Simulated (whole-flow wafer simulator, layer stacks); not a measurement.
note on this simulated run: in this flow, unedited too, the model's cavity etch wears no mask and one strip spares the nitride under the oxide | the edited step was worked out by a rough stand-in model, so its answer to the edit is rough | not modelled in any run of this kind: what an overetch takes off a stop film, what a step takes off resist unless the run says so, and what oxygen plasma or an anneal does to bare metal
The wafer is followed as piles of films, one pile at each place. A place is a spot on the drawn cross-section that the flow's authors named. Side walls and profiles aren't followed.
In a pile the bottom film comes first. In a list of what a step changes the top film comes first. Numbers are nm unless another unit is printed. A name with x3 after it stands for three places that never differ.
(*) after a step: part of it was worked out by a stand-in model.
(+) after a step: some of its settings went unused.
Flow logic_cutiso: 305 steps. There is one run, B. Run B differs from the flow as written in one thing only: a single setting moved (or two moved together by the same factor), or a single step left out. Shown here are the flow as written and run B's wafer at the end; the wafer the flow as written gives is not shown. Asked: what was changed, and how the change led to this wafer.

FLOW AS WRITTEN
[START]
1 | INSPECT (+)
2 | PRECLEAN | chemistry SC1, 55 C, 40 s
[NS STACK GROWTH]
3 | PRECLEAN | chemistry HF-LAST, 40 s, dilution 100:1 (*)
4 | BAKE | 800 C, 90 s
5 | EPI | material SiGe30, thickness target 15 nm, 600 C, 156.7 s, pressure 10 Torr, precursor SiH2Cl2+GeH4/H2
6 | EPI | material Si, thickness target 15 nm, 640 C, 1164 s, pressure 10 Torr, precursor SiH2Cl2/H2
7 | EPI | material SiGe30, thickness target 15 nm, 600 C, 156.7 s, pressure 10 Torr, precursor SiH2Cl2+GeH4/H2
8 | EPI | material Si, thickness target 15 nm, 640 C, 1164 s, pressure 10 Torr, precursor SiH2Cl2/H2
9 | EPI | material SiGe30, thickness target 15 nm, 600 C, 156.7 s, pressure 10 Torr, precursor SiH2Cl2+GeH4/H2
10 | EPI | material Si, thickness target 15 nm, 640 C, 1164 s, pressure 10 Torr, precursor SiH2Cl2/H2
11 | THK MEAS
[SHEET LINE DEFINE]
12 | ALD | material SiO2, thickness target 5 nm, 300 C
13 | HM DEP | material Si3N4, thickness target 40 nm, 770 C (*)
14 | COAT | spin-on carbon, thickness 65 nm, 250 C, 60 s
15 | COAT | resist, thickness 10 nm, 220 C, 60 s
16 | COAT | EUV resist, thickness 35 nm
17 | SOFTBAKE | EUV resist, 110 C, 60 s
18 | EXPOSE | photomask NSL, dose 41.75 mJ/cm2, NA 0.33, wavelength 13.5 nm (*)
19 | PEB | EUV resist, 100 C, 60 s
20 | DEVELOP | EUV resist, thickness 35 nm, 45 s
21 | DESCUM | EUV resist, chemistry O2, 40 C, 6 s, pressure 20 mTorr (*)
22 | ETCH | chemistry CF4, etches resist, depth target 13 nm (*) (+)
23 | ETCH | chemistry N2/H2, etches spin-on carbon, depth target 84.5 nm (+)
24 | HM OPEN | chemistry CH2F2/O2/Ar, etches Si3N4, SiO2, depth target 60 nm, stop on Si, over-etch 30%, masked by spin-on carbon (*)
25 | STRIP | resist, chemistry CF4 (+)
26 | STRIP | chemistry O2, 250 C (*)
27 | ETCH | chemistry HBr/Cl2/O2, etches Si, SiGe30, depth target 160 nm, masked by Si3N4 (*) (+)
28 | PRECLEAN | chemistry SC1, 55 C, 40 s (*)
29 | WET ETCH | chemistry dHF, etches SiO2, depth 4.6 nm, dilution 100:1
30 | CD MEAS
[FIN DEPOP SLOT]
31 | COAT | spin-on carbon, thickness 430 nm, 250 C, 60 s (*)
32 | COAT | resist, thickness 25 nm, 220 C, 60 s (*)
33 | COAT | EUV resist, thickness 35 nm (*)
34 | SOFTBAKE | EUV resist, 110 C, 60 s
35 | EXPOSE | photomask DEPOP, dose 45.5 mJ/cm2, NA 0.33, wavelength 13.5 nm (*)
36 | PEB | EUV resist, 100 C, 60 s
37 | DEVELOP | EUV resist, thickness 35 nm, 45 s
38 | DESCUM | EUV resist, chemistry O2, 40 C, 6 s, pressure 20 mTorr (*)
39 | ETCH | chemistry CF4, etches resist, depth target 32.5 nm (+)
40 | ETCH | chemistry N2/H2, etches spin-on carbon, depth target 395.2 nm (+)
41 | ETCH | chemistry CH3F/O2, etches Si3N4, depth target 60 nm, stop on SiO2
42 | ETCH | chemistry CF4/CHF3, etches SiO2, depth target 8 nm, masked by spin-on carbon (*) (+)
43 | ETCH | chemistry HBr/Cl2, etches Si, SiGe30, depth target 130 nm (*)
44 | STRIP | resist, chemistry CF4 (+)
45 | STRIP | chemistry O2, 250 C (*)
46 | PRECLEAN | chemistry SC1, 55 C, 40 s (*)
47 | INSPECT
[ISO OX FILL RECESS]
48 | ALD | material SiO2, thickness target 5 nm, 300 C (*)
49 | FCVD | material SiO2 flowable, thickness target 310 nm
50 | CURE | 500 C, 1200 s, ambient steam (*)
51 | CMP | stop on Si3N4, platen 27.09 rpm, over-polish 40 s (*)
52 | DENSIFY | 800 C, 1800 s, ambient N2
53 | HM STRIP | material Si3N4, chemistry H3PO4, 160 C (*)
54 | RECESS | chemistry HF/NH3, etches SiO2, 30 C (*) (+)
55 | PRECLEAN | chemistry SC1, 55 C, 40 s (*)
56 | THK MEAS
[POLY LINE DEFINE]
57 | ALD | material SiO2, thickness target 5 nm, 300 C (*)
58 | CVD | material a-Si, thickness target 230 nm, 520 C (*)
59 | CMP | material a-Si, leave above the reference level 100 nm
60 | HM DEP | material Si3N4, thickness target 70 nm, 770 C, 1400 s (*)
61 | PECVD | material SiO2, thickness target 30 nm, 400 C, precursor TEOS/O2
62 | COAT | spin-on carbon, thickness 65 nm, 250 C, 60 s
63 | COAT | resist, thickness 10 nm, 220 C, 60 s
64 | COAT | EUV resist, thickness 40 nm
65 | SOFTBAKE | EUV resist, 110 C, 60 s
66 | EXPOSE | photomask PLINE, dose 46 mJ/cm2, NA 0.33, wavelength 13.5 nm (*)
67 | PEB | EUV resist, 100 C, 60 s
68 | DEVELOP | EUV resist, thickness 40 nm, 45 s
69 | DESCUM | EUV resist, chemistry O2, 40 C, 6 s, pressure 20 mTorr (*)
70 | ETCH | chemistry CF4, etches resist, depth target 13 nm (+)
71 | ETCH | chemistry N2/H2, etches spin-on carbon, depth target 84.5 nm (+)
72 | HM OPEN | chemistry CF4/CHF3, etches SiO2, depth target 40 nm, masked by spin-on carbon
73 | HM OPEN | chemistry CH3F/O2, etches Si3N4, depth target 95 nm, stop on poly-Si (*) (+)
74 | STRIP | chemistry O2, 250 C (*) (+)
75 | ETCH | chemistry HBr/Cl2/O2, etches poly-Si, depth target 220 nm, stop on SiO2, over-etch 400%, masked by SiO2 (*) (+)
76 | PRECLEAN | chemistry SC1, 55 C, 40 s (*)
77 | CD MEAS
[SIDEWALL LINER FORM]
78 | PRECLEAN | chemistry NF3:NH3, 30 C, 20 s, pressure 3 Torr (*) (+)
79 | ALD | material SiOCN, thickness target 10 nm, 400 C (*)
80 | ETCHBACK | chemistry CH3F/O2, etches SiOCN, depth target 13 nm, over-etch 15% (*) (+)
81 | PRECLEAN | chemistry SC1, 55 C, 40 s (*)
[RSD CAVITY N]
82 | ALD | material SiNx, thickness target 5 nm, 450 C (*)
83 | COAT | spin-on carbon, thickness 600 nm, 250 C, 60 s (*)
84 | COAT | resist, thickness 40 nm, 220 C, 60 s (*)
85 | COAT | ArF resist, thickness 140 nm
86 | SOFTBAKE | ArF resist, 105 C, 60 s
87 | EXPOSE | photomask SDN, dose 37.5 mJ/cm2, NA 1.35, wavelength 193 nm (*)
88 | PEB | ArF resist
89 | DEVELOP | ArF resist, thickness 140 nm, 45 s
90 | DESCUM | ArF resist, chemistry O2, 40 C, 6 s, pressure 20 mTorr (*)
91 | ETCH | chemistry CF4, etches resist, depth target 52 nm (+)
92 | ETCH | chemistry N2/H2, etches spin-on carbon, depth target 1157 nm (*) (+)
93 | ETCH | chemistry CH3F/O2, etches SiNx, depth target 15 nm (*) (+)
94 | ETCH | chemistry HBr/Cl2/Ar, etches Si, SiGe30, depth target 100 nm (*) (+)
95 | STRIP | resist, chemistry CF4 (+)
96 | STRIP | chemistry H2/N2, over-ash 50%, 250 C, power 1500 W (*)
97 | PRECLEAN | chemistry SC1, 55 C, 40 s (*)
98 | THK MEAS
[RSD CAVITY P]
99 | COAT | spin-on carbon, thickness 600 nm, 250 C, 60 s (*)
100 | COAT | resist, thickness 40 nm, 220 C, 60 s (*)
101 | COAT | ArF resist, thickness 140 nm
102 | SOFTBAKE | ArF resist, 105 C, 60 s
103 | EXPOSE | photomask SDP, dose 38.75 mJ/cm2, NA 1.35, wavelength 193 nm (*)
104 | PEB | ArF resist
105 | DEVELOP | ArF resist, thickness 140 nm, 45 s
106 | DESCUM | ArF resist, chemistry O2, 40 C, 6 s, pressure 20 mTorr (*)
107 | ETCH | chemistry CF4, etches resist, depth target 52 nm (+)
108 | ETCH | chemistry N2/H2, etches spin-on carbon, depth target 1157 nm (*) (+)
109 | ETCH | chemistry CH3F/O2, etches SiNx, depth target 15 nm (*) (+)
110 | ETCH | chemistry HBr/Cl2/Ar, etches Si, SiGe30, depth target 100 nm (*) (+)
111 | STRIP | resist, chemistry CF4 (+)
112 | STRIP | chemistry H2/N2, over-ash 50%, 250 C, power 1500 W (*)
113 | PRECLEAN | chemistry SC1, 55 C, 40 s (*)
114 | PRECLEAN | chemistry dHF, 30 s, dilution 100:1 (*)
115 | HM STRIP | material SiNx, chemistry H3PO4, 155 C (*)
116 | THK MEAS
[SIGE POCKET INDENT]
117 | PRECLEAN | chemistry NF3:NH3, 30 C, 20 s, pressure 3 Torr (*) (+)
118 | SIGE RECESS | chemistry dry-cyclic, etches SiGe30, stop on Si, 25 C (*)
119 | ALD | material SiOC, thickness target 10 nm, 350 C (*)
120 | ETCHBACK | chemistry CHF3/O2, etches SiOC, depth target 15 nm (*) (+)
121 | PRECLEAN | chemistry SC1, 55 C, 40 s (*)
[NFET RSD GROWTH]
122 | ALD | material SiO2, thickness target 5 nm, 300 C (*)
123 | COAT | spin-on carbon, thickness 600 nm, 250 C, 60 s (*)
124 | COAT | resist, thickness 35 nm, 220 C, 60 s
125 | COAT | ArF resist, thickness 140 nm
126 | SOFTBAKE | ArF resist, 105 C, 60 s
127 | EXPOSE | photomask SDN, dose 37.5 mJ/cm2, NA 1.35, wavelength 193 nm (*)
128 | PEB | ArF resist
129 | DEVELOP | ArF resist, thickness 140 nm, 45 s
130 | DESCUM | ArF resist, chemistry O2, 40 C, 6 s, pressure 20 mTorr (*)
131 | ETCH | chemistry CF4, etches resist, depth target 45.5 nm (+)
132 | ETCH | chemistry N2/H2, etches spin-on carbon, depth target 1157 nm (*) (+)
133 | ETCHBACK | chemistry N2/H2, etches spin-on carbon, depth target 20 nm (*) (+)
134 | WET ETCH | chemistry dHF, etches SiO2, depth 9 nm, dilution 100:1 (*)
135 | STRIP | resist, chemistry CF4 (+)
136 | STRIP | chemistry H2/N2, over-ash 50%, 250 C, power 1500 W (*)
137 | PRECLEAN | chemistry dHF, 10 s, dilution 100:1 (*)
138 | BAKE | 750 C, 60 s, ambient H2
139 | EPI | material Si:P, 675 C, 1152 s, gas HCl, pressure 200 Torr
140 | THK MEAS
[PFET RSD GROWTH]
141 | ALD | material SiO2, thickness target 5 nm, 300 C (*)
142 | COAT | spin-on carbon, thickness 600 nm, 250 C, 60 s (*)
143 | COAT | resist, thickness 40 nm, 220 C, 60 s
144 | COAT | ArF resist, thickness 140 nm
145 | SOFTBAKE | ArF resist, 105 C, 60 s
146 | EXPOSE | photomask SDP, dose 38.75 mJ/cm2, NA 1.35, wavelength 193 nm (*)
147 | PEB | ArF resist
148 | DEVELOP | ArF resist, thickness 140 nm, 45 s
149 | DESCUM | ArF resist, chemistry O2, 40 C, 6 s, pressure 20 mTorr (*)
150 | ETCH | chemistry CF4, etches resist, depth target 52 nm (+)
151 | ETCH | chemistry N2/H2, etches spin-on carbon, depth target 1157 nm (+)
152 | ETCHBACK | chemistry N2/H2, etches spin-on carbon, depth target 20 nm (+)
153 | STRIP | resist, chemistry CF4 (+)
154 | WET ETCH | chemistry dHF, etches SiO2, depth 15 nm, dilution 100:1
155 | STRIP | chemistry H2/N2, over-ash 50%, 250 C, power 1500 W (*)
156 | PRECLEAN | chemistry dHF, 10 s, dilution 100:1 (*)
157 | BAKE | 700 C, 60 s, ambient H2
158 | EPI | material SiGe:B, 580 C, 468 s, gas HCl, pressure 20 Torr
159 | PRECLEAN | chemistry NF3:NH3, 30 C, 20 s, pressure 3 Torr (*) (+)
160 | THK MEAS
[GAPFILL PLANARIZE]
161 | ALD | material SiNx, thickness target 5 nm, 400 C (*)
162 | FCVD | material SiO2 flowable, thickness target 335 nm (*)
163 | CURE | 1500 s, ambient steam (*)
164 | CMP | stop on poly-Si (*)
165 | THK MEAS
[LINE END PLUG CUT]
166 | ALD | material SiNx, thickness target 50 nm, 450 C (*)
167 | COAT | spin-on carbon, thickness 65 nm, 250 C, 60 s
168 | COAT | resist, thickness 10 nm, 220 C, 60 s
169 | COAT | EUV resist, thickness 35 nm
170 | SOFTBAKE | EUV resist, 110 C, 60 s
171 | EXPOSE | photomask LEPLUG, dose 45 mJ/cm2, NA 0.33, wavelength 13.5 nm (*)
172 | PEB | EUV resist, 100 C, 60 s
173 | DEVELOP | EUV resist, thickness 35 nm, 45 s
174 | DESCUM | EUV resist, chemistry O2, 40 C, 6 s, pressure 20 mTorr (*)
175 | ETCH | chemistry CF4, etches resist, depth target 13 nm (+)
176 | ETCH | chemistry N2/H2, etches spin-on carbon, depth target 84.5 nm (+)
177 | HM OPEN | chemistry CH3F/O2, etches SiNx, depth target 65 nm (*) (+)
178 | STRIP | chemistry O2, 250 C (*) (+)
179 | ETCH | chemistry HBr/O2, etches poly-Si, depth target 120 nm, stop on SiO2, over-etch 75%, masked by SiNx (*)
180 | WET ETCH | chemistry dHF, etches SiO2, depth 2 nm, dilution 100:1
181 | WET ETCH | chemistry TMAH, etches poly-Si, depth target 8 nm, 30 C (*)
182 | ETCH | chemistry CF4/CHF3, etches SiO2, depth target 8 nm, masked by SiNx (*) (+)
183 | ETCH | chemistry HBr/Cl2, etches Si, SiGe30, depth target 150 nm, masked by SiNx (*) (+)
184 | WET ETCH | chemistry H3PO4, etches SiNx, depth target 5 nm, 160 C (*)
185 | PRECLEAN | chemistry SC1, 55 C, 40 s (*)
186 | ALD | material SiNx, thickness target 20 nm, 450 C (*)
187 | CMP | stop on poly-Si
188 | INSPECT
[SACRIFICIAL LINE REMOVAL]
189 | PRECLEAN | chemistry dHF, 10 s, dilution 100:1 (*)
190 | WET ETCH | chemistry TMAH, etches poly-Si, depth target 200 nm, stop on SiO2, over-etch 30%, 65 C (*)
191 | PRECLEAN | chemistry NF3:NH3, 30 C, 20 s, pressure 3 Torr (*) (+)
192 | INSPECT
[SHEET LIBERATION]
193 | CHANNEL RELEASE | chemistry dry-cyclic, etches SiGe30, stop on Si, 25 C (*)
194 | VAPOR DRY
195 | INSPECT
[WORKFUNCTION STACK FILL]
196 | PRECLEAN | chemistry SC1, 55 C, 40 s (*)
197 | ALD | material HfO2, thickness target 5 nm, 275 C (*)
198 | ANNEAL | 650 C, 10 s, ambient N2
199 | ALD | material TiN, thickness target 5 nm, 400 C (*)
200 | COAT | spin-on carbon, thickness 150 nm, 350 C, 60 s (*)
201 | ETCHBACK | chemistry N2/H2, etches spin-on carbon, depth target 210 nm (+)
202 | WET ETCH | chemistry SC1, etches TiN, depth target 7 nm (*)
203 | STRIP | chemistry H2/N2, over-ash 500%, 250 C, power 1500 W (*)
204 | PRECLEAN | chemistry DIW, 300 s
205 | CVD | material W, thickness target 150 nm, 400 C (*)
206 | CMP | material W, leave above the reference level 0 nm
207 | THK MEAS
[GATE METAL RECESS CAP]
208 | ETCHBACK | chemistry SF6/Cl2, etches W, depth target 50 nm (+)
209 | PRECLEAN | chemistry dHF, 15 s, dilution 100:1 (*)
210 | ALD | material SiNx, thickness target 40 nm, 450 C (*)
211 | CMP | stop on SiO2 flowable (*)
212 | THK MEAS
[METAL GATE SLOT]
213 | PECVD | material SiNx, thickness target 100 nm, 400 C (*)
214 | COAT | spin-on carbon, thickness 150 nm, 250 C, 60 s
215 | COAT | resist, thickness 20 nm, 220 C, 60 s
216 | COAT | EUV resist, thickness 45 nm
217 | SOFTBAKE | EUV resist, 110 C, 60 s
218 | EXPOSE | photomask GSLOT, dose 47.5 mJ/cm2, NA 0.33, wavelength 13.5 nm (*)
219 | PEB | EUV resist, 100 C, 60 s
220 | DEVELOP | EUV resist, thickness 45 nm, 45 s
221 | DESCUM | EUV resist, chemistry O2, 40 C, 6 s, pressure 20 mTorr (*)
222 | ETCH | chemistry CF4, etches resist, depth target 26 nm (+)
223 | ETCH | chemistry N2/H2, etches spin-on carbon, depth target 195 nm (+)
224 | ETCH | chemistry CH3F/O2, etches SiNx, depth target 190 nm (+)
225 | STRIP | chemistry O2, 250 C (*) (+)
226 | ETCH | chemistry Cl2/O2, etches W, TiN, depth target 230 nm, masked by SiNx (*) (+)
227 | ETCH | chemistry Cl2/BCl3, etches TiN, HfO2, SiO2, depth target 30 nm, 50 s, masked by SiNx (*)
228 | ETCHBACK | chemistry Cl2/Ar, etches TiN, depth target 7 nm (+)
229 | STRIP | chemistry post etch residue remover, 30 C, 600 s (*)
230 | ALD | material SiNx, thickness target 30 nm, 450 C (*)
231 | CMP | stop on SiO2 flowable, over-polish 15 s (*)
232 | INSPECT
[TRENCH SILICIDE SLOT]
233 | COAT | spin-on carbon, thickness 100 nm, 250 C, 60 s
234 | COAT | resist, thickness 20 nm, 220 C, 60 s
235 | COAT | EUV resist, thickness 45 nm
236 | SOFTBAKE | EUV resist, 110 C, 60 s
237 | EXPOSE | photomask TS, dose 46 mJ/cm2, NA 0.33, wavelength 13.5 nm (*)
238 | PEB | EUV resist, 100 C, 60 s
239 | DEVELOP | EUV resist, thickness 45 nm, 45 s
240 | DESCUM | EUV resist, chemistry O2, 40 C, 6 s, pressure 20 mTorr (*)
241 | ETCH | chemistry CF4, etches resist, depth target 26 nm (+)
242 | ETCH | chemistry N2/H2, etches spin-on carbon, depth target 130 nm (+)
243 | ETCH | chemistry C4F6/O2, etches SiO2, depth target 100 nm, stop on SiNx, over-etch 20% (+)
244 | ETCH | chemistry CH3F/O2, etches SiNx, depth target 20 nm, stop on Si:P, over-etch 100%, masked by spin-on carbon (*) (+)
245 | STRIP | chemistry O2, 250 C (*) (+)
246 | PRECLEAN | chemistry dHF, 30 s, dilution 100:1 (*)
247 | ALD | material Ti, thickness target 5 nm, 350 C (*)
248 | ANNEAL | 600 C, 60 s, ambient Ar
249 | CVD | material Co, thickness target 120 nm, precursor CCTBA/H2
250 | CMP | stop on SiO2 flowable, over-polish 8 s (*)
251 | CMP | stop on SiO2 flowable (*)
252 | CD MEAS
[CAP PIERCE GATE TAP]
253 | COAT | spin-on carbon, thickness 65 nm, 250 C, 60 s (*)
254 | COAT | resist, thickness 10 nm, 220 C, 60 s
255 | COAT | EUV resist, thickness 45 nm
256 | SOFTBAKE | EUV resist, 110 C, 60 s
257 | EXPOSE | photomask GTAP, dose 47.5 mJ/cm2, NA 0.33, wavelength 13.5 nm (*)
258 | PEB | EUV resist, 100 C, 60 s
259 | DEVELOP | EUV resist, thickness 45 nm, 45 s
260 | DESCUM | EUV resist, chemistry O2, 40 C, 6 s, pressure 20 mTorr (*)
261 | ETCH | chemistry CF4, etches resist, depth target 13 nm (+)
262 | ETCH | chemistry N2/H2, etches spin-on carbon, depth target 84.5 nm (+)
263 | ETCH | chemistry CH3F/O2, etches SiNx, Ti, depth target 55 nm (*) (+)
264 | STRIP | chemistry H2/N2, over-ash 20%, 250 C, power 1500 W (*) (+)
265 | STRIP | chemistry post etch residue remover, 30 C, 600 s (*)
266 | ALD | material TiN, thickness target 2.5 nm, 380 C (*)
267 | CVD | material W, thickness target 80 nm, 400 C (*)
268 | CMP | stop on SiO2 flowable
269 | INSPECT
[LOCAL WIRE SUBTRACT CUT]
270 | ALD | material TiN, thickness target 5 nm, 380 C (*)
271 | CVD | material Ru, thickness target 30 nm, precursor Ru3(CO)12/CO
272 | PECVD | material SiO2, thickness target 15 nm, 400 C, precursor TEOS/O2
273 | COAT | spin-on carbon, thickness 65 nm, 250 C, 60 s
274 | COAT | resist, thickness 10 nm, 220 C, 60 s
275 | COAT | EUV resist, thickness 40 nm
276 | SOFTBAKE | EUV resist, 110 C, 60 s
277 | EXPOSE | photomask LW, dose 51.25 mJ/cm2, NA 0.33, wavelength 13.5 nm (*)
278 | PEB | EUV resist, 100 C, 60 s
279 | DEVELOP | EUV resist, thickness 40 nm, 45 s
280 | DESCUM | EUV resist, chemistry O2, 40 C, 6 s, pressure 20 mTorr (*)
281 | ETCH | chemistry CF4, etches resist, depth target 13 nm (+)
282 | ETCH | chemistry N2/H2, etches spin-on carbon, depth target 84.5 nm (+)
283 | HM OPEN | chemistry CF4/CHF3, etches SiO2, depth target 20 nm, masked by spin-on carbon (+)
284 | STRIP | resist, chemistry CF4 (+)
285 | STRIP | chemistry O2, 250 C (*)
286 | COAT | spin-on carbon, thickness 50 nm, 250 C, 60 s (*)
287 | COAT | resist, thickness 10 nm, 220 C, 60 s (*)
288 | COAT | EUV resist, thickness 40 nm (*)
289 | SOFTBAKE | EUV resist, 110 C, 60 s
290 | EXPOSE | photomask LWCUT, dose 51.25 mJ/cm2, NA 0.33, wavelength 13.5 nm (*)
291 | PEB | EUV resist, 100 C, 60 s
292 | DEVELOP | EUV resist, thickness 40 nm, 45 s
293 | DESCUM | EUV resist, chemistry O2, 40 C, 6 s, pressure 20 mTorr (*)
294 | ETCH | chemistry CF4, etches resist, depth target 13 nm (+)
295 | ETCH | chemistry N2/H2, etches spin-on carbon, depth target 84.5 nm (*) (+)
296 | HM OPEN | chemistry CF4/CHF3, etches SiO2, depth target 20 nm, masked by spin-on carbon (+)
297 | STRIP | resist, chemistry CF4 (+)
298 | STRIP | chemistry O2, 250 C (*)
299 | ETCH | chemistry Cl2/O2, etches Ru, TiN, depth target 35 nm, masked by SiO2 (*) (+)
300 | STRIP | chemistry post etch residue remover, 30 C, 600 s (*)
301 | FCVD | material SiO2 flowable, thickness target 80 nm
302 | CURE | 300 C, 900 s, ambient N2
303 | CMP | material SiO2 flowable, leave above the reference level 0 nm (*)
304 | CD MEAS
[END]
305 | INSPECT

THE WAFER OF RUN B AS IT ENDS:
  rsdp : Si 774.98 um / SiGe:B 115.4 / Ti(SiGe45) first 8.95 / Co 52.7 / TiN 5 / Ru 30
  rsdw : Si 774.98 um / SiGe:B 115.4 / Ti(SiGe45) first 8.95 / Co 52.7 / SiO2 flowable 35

Cause: step 110, ETCH: depth target 105 nm was run, whereas the flow has depth target 100 nm.

Step by step, how the change led to this:
  110 | ETCH | chemistry HBr/Cl2/Ar, etches Si, SiGe30, depth target 100 nm (*) (+)
      rsdp, rsdw: -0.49 chemical SiO2 (all of it), -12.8 Si (all of it), -15 SiGe30 (all of it), -15 Si (all of it), -15 SiGe30 (all of it), -15 Si (all of it), -15 SiGe30 (all of it), -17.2 Si (it would be, as written: -0.49 chemical SiO2 (all of it), -12.8 Si (all of it), -15 SiGe30 (all of it), -15 Si (all of it), -15 SiGe30 (all of it), -15 Si (all of it), -15 SiGe30 (all of it), -12.2 Si)
  158 | EPI | material SiGe:B, 580 C, 468 s, gas HCl, pressure 20 Torr
      rsdp, rsdw: +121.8 SiGe:B (new film) (it would be, as written: +116.8 SiGe:B (new film))
